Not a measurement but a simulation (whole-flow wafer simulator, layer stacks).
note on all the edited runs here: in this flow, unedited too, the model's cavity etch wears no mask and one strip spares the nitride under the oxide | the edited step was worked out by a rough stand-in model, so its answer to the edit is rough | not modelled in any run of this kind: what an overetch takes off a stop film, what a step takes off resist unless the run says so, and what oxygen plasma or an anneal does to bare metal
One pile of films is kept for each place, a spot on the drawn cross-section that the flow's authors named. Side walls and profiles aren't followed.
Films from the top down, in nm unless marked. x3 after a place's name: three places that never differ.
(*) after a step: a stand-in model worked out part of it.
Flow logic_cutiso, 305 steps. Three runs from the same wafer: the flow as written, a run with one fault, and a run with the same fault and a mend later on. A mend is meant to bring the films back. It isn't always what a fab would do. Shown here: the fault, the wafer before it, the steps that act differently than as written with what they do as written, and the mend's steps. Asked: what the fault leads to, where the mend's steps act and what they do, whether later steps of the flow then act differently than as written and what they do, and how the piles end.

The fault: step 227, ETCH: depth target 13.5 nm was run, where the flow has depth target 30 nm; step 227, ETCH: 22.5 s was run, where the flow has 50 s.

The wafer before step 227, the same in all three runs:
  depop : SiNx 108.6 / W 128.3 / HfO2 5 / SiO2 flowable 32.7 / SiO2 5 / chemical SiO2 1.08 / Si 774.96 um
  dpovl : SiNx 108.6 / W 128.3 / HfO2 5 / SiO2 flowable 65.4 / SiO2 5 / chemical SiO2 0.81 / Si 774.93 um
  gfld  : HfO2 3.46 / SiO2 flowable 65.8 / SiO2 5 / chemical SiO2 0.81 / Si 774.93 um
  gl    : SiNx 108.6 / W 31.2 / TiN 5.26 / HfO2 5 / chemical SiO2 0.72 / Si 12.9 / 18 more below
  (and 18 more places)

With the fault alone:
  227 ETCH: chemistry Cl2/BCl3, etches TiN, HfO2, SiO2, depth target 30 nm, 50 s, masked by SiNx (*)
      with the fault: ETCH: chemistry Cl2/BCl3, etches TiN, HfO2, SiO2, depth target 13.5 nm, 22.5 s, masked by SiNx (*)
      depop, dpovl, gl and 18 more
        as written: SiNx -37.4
        with the fault: SiNx -16.8
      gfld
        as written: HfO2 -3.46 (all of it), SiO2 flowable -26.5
        with the fault: HfO2 -3.46 (all of it), SiO2 flowable -10
  Later steps of the flow that act differently than as written (1 more step differs only slightly, by at most 2% or 0.5 nm, whichever is larger, and isn't shown):
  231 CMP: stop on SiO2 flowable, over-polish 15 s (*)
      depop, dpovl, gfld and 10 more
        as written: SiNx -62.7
        with the fault: SiNx -83.3
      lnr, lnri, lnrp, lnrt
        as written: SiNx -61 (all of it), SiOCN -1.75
        with the fault: SiNx -81.6 (all of it), SiOCN -1.75
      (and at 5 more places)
  At the end the piles differ from the flow's by more than 2% or 0.5 nm, whichever is larger, at gfld.
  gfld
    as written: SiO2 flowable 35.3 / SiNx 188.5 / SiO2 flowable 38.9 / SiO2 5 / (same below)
    with the fault: SiO2 flowable 35.3 / SiNx 172 / SiO2 flowable 55.4 / SiO2 5 / (same below)

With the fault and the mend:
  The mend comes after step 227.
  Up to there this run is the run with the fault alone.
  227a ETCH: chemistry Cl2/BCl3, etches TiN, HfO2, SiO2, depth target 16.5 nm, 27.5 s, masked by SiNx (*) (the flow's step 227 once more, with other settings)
      depop, dpovl, gl and 18 more
        SiNx -20.6
      gfld
        SiO2 flowable -16.5
  No later step of the flow acts differently than as written at any place that is followed.
  At the end the piles are the same as the flow's at every place that both follow.
